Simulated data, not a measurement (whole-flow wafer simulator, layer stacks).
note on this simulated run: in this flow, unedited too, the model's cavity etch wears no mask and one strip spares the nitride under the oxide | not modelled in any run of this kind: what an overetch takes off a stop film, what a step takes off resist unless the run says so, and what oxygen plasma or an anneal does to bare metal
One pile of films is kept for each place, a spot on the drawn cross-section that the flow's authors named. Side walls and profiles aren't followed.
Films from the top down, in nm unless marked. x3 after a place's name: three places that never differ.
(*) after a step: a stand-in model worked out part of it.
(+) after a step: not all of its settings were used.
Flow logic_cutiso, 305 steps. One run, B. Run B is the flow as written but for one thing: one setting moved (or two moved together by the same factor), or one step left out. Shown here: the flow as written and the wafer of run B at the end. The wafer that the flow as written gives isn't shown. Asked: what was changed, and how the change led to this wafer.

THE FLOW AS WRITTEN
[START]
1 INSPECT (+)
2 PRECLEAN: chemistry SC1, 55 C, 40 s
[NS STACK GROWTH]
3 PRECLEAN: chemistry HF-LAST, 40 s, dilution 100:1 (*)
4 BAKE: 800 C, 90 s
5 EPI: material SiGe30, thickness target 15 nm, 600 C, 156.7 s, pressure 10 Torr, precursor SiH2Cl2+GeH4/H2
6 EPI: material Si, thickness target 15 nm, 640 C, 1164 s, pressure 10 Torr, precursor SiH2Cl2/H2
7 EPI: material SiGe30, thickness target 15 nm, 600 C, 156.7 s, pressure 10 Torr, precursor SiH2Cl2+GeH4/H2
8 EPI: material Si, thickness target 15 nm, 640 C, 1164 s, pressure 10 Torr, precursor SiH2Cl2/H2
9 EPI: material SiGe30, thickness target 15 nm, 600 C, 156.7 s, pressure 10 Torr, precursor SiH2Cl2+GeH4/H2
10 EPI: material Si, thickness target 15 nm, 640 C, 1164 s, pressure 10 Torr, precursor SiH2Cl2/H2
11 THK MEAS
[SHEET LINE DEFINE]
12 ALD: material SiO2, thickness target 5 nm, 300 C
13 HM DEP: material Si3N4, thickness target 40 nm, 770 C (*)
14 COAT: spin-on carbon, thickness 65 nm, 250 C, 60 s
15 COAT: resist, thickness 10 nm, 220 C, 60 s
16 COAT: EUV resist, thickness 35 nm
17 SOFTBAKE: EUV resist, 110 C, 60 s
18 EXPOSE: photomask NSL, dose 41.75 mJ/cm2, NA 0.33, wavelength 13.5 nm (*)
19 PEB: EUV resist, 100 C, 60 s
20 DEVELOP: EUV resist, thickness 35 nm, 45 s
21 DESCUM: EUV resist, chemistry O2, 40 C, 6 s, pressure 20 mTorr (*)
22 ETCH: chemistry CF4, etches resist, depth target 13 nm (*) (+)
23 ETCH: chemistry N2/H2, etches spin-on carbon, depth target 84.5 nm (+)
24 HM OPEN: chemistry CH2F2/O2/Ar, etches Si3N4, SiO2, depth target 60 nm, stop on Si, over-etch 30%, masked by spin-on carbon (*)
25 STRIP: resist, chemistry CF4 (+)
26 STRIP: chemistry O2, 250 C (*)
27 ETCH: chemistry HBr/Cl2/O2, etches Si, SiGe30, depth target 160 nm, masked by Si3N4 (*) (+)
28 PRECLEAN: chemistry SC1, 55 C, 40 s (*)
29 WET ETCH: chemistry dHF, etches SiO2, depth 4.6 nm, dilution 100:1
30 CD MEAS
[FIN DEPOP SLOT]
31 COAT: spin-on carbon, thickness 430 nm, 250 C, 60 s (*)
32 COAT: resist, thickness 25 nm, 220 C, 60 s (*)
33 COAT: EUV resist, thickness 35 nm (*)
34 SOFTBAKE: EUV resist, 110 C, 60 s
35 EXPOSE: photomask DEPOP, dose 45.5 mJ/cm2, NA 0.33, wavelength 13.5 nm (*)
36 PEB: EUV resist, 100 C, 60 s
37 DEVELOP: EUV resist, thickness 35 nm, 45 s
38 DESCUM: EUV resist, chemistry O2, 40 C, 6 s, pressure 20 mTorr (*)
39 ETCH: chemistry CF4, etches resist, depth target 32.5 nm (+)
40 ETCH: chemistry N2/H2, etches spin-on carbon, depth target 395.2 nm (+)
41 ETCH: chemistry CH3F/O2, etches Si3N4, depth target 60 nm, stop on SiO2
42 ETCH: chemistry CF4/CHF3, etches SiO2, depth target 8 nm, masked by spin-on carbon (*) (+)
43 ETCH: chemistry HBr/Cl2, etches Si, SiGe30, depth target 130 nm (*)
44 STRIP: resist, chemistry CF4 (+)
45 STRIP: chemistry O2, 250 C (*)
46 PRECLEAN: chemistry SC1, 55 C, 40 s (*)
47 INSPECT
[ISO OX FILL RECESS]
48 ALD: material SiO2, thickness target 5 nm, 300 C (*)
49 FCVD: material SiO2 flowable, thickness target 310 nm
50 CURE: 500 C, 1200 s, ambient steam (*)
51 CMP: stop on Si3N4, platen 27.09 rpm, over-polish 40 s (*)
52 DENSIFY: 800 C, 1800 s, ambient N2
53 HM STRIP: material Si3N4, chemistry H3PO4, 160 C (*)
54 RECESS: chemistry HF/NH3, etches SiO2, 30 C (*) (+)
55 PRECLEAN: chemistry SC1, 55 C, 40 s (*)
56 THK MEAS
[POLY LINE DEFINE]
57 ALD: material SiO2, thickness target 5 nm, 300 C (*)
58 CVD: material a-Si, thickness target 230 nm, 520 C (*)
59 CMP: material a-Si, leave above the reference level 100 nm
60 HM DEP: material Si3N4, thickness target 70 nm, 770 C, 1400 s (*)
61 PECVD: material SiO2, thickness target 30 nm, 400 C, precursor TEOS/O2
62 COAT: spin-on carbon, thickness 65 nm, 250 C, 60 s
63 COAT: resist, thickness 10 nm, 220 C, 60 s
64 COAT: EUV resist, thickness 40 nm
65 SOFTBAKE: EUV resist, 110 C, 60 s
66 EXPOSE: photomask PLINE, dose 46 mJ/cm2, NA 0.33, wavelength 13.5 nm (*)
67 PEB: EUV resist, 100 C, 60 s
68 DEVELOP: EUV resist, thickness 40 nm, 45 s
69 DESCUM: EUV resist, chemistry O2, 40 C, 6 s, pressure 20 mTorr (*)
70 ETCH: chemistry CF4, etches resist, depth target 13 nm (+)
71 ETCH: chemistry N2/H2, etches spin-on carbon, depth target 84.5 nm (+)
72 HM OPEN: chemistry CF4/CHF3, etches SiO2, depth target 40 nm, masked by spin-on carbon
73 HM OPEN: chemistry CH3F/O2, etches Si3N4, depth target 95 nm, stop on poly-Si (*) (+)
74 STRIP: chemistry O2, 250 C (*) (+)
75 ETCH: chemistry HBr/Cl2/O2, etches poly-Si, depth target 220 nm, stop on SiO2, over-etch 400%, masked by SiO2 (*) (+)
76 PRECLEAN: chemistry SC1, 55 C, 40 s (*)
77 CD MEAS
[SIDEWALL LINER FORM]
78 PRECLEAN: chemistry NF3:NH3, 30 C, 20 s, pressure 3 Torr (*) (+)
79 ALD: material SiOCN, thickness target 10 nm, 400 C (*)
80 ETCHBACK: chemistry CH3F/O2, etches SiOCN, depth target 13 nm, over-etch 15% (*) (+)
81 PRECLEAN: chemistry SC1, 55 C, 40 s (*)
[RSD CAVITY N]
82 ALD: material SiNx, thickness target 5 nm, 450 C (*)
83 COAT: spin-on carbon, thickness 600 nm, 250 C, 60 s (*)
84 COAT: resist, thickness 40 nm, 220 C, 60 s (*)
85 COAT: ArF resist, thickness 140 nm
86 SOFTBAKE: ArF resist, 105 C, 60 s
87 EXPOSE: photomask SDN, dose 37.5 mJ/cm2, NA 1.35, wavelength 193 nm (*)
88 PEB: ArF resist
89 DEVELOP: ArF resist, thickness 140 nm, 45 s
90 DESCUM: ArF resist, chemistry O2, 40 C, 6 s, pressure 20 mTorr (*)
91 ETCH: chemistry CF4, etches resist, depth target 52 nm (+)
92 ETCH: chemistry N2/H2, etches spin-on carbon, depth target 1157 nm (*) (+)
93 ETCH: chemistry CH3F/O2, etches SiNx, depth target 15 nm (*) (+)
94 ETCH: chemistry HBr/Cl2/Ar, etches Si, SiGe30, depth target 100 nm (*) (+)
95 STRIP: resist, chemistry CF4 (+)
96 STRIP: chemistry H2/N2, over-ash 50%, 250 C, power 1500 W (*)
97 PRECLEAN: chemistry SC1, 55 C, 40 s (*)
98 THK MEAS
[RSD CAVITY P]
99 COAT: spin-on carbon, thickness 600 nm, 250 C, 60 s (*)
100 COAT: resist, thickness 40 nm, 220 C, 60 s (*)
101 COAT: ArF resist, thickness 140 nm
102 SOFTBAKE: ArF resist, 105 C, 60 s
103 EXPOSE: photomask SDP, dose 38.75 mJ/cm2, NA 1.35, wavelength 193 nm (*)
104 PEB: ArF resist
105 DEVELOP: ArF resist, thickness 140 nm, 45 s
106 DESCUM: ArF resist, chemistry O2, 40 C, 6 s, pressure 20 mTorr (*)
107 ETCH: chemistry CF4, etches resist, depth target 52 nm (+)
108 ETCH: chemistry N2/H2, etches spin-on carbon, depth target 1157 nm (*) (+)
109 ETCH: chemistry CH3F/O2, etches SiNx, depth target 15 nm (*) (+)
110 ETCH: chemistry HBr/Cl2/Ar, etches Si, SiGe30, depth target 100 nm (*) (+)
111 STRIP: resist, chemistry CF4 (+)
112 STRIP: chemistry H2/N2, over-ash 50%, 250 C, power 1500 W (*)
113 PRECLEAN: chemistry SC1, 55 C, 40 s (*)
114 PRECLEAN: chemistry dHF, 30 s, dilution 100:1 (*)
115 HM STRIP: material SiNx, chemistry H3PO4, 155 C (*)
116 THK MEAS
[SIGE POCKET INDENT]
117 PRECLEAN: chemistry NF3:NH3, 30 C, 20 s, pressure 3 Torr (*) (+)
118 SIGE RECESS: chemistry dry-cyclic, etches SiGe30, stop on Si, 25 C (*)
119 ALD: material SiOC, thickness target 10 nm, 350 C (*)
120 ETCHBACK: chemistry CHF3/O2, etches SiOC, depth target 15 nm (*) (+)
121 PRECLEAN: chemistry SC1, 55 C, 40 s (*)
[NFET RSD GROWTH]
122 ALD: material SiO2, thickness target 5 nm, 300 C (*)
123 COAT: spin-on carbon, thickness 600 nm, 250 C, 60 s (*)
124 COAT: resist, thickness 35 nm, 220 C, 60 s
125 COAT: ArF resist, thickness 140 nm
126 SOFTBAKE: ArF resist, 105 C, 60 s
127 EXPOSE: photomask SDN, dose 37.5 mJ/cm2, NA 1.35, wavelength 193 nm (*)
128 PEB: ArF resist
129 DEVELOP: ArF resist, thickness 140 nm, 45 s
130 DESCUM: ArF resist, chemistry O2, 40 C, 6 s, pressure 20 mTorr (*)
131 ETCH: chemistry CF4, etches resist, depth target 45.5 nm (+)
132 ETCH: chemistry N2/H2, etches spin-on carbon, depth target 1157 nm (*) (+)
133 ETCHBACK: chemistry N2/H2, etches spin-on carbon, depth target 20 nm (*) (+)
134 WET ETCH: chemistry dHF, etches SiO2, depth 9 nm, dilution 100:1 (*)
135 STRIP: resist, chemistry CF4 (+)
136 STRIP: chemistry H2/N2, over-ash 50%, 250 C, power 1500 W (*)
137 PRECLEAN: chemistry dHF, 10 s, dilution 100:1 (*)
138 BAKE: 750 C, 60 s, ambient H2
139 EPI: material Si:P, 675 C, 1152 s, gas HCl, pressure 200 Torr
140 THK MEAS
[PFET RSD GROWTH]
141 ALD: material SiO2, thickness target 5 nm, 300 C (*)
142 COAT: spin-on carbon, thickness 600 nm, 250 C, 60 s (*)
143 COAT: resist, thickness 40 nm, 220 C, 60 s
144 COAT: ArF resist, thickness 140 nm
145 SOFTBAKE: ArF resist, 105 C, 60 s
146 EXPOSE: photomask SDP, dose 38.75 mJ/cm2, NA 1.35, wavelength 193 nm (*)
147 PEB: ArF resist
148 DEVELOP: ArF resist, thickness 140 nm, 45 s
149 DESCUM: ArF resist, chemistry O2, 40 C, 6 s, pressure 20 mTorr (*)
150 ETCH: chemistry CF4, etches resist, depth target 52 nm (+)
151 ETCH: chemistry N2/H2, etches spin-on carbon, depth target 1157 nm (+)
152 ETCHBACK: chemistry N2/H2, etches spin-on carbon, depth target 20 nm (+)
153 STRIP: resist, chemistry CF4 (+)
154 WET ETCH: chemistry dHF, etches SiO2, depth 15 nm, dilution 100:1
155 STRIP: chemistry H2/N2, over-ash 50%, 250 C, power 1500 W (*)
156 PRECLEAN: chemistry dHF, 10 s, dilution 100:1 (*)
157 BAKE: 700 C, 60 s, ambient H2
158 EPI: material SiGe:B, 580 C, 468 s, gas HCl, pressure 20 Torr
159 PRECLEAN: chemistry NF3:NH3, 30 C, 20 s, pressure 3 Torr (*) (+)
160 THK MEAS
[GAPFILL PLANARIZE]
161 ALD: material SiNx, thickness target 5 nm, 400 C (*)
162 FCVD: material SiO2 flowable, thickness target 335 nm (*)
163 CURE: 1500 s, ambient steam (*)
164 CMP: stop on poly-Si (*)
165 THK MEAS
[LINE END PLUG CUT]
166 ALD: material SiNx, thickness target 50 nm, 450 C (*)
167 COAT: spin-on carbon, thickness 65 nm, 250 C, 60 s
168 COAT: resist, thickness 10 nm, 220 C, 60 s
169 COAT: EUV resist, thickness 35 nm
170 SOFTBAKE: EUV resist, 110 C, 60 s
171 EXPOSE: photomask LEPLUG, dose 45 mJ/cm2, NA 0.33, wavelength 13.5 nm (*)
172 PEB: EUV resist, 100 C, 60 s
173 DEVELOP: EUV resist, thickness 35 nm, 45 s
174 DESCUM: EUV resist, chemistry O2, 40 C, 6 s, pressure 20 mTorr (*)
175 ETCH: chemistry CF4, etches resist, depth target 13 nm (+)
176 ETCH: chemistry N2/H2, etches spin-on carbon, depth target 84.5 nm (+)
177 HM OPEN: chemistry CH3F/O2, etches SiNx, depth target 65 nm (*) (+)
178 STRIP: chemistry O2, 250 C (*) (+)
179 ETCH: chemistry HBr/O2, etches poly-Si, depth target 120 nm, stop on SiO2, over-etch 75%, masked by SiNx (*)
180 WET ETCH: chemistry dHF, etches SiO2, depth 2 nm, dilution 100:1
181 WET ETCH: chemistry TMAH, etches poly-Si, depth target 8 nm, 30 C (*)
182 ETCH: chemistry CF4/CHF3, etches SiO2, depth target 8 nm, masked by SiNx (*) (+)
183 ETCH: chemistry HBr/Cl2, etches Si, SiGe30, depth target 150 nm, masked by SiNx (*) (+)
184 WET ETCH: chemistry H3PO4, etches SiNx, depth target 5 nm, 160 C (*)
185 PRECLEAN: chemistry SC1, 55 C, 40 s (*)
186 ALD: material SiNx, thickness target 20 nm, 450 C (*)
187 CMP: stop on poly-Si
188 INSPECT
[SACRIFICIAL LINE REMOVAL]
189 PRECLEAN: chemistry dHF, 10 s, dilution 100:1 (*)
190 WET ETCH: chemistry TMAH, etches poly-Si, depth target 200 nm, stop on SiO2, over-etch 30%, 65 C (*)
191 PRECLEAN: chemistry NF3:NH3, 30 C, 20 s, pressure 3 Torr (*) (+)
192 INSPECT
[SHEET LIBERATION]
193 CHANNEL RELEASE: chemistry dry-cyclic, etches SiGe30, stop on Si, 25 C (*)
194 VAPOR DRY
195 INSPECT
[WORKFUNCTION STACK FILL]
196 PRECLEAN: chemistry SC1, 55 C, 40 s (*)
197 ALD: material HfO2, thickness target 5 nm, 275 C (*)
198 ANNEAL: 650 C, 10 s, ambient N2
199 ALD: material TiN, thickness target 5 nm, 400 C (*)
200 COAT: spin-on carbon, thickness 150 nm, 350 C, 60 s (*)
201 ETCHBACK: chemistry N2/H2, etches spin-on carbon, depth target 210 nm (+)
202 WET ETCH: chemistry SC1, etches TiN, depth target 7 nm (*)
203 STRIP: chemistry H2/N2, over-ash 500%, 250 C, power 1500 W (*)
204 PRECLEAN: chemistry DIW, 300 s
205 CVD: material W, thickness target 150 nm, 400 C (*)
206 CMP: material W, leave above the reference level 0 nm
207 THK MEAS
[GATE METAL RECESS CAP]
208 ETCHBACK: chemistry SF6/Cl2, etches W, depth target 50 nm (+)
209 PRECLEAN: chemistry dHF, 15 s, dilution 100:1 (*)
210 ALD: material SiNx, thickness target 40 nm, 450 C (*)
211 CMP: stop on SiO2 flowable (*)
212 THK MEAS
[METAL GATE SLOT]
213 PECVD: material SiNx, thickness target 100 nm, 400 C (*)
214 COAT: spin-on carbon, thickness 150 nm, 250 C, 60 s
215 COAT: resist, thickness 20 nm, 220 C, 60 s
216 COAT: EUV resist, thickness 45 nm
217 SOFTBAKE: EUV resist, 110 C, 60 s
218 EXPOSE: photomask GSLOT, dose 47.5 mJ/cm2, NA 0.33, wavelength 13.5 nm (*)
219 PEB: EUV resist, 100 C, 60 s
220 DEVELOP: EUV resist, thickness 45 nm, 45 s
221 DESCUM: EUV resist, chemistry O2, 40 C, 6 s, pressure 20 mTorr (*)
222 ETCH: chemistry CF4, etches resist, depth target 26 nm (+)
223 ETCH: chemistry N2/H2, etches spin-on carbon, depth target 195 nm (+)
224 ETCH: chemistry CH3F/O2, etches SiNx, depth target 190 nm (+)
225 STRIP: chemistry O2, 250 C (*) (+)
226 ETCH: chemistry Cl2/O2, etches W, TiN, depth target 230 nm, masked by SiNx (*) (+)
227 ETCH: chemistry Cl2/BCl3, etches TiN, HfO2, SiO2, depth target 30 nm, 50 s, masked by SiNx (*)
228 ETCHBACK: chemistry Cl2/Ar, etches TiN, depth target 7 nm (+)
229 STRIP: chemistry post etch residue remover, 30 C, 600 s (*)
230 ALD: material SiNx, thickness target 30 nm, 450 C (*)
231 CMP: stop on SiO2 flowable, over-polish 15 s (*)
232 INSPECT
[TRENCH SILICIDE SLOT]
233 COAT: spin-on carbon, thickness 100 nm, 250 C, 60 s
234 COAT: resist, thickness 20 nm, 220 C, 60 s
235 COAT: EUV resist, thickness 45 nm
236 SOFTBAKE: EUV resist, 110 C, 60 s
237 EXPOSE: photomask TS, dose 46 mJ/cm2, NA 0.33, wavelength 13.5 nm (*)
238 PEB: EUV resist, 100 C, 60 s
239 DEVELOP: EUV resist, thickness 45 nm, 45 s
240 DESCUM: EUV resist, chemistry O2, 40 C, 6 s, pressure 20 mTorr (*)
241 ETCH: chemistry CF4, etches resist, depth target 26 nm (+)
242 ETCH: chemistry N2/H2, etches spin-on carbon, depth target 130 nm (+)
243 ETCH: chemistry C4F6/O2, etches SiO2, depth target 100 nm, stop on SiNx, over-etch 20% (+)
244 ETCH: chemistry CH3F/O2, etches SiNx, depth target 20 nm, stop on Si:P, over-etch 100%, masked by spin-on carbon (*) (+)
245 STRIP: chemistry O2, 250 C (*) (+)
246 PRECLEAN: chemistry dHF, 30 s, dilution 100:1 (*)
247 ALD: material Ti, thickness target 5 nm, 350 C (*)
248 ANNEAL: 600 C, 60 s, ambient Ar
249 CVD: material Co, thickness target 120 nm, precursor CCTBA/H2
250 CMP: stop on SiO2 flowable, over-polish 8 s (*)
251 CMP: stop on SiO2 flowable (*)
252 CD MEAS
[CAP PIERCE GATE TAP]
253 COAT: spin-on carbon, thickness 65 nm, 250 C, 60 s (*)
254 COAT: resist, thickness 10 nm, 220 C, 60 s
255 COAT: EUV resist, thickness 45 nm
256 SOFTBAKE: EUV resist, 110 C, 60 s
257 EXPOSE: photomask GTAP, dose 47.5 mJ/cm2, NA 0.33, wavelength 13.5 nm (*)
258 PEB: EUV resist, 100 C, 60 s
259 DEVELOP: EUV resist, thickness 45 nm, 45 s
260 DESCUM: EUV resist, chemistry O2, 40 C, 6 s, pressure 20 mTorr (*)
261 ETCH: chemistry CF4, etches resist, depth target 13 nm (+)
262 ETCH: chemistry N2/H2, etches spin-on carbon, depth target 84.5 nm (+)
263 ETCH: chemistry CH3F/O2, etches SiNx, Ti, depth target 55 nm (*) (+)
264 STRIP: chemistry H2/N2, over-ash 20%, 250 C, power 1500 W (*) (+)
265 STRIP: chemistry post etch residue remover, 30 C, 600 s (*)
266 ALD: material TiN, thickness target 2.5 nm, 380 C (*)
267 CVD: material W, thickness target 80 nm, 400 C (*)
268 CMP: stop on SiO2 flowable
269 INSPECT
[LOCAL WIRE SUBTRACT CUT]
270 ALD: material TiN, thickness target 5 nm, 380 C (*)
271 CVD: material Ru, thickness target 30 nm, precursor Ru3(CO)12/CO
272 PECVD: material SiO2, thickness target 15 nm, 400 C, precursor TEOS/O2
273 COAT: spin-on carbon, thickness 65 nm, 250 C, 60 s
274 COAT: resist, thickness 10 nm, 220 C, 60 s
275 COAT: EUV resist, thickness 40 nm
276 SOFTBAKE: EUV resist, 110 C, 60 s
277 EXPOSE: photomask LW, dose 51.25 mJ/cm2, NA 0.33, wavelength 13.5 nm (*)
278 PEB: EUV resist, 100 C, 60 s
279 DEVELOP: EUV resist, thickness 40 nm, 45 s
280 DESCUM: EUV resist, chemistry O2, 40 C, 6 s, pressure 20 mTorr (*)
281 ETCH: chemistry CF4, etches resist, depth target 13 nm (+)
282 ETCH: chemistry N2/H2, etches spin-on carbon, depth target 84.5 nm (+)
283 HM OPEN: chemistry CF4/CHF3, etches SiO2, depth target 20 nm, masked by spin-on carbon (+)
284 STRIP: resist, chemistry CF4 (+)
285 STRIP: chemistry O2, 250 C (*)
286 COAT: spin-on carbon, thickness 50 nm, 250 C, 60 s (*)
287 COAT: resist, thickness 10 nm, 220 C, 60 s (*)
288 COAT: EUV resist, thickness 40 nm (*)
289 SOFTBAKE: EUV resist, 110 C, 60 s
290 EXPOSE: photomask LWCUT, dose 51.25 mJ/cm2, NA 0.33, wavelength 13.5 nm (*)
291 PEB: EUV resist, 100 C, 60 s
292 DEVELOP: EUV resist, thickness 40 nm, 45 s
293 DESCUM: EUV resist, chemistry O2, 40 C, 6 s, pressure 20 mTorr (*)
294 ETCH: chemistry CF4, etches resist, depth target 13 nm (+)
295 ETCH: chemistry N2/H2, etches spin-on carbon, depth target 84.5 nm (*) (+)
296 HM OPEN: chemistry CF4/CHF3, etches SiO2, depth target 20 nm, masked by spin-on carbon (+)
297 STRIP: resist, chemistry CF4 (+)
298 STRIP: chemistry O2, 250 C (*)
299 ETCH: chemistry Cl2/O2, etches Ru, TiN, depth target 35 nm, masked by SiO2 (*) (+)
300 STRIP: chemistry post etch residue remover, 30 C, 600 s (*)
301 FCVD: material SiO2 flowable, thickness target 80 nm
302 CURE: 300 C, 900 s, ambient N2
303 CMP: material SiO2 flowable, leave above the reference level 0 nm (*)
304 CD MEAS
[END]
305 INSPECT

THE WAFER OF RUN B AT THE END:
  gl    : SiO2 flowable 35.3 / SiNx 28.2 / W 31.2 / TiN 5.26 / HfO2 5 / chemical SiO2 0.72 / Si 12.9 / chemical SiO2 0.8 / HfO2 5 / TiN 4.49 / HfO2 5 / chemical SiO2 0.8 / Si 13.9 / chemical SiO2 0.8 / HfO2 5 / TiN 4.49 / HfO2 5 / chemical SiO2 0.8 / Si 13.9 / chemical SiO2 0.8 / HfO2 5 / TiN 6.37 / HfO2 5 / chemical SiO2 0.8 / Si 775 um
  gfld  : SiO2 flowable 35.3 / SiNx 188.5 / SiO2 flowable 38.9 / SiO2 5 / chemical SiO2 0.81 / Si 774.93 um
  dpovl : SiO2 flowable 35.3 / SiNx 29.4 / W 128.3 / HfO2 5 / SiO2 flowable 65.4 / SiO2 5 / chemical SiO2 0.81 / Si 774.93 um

The cause: step 5, EPI: thickness target 16.9 nm was run, where the flow has thickness target 15 nm; step 5, EPI: 176.3 s was run, where the flow has 156.7 s.

How the change led to this, step by step:
  5 EPI: material SiGe30, thickness target 15 nm, 600 C, 156.7 s, pressure 10 Torr, precursor SiH2Cl2+GeH4/H2
      depop, dpovl, gfld and 19 more: SiGe30 +16.9 (new film) (as written it would be: SiGe30 +15 (new film))
  27 ETCH: chemistry HBr/Cl2/O2, etches Si, SiGe30, depth target 160 nm, masked by Si3N4 (*) (+)
      gfld, gxf, iso, lnri: chemical SiO2 -0.79 (all of it), Si -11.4 (all of it), SiGe30 -15 (all of it), Si -15 (all of it), SiGe30 -15 (all of it), Si -15 (all of it), SiGe30 -16.9 (all of it), Si -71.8 (as written it would be: chemical SiO2 -0.79 (all of it), Si -11.4 (all of it), SiGe30 -15 (all of it), Si -15 (all of it), SiGe30 -15 (all of it), Si -15 (all of it), SiGe30 -15 (all of it), Si -73.6)
      dpovl, nsgap: chemical SiO2 -0.79 (all of it), Si -11.8 (all of it), SiGe30 -15 (all of it), Si -15 (all of it), SiGe30 -15 (all of it), Si -15 (all of it), SiGe30 -16.9 (all of it), Si -71.4 (as written it would be: chemical SiO2 -0.79 (all of it), Si -11.8 (all of it), SiGe30 -15 (all of it), Si -15 (all of it), SiGe30 -15 (all of it), Si -15 (all of it), SiGe30 -15 (all of it), Si -73.2)
      (and at 1 more place)
  43 ETCH: chemistry HBr/Cl2, etches Si, SiGe30, depth target 130 nm (*)
      depop: Si -14 (all of it), SiGe30 -15 (all of it), Si -15 (all of it), SiGe30 -15 (all of it), Si -15 (all of it), SiGe30 -16.9 (all of it), Si -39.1 (as written it would be: Si -14 (all of it), SiGe30 -15 (all of it), Si -15 (all of it), SiGe30 -15 (all of it), Si -15 (all of it), SiGe30 -15 (all of it), Si -41)
  94 ETCH: chemistry HBr/Cl2/Ar, etches Si, SiGe30, depth target 100 nm (*) (+)
      rsdn, rsdx: chemical SiO2 -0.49 (all of it), Si -12.8 (all of it), SiGe30 -15 (all of it), Si -15 (all of it), SiGe30 -15 (all of it), Si -15 (all of it), SiGe30 -16.9 (all of it), Si -10.3 (as written it would be: chemical SiO2 -0.49 (all of it), Si -12.8 (all of it), SiGe30 -15 (all of it), Si -15 (all of it), SiGe30 -15 (all of it), Si -15 (all of it), SiGe30 -15 (all of it), Si -12.2)
  110 ETCH: chemistry HBr/Cl2/Ar, etches Si, SiGe30, depth target 100 nm (*) (+)
      rsdp, rsdw: chemical SiO2 -0.49 (all of it), Si -12.8 (all of it), SiGe30 -15 (all of it), Si -15 (all of it), SiGe30 -15 (all of it), Si -15 (all of it), SiGe30 -16.9 (all of it), Si -10.3 (as written it would be: chemical SiO2 -0.49 (all of it), Si -12.8 (all of it), SiGe30 -15 (all of it), Si -15 (all of it), SiGe30 -15 (all of it), Si -15 (all of it), SiGe30 -15 (all of it), Si -12.2)
  118 SIGE RECESS: chemistry dry-cyclic, etches SiGe30, stop on Si, 25 C (*)
      lnr, lnrp, lnrt: SiOCN -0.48, Si -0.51, cavity +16 (new film), SiGe30 -15 (all of it), Si -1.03, cavity +16 (new film), SiGe30 -15 (all of it), Si -1.03, cavity +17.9 (new film), SiGe30 -16.9 (all of it), Si -0.51 (as written it would be: SiOCN -0.48, Si -0.51, cavity +16 (new film), SiGe30 -15 (all of it), Si -1.03, cavity +16 (new film), SiGe30 -15 (all of it), Si -1.03, cavity +16 (new film), SiGe30 -15 (all of it), Si -0.51)
  119 ALD: material SiOC, thickness target 10 nm, 350 C (*)
      lnr, lnrp, lnrt: SiOC +10 (new film), SiOC +16 (new film), cavity -16 (all of it), SiOC +16 (new film), cavity -16 (all of it), SiOC +17.9 (new film), cavity -17.9 (all of it) (as written it would be: SiOC +10 (new film), SiOC +16 (new film), cavity -16 (all of it), SiOC +16 (new film), cavity -16 (all of it), SiOC +16 (new film), cavity -16 (all of it))
  183 ETCH: chemistry HBr/Cl2, etches Si, SiGe30, depth target 150 nm, masked by SiNx (*) (+)
      plug: Si -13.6 (all of it), SiGe30 -15 (all of it), Si -15 (all of it), SiGe30 -15 (all of it), Si -15 (all of it), SiGe30 -16.9 (all of it), Si -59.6 (as written it would be: Si -13.6 (all of it), SiGe30 -15 (all of it), Si -15 (all of it), SiGe30 -15 (all of it), Si -15 (all of it), SiGe30 -15 (all of it), Si -61.4)
  193 CHANNEL RELEASE: chemistry dry-cyclic, etches SiGe30, stop on Si, 25 C (*)
      gl, glp, gxn, gxp, ns, tap: chemical SiO2 +0.8 (new film), Si -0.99, chemical SiO2 +0.8 (new film), cavity +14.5 (new film), chemical SiO2 +0.8 (new film), SiGe30 -15 (all of it), Si -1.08, chemical SiO2 +0.8 (new film), cavity +14.5 (new film), chemical SiO2 +0.8 (new film), SiGe30 -15 (all of it), Si -1.08, chemical SiO2 +0.8 (new film), cavity +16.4 (new film), chemical SiO2 +0.8 (new film), SiGe30 -16.9 (all of it), Si -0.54 (as written it would be: chemical SiO2 +0.8 (new film), Si -0.99, chemical SiO2 +0.8 (new film), cavity +14.5 (new film), chemical SiO2 +0.8 (new film), SiGe30 -15 (all of it), Si -1.08, chemical SiO2 +0.8 (new film), cavity +14.5 (new film), chemical SiO2 +0.8 (new film), SiGe30 -15 (all of it), Si -1.08, chemical SiO2 +0.8 (new film), cavity +14.5 (new film), chemical SiO2 +0.8 (new film), SiGe30 -15 (all of it), Si -0.54)
  199 ALD: material TiN, thickness target 5 nm, 400 C (*)
      gl, glp, tap: TiN +5.26 (new film), TiN +4.49 (new film), cavity -4.49 (all of it), TiN +4.49 (new film), cavity -4.49 (all of it), TiN +6.37 (new film), cavity -6.37 (all of it) (as written it would be: TiN +5.26 (new film), TiN +4.49 (new film), cavity -4.49 (all of it), TiN +4.49 (new film), cavity -4.49 (all of it), TiN +4.49 (new film), cavity -4.49 (all of it))
      gxn, gxp, ns: TiN +5 (new film), TiN +4.49 (new film), cavity -4.49 (all of it), TiN +4.49 (new film), cavity -4.49 (all of it), TiN +6.37 (new film), cavity -6.37 (all of it) (as written it would be: TiN +5 (new film), TiN +4.49 (new film), cavity -4.49 (all of it), TiN +4.49 (new film), cavity -4.49 (all of it), TiN +4.49 (new film), cavity -4.49 (all of it))
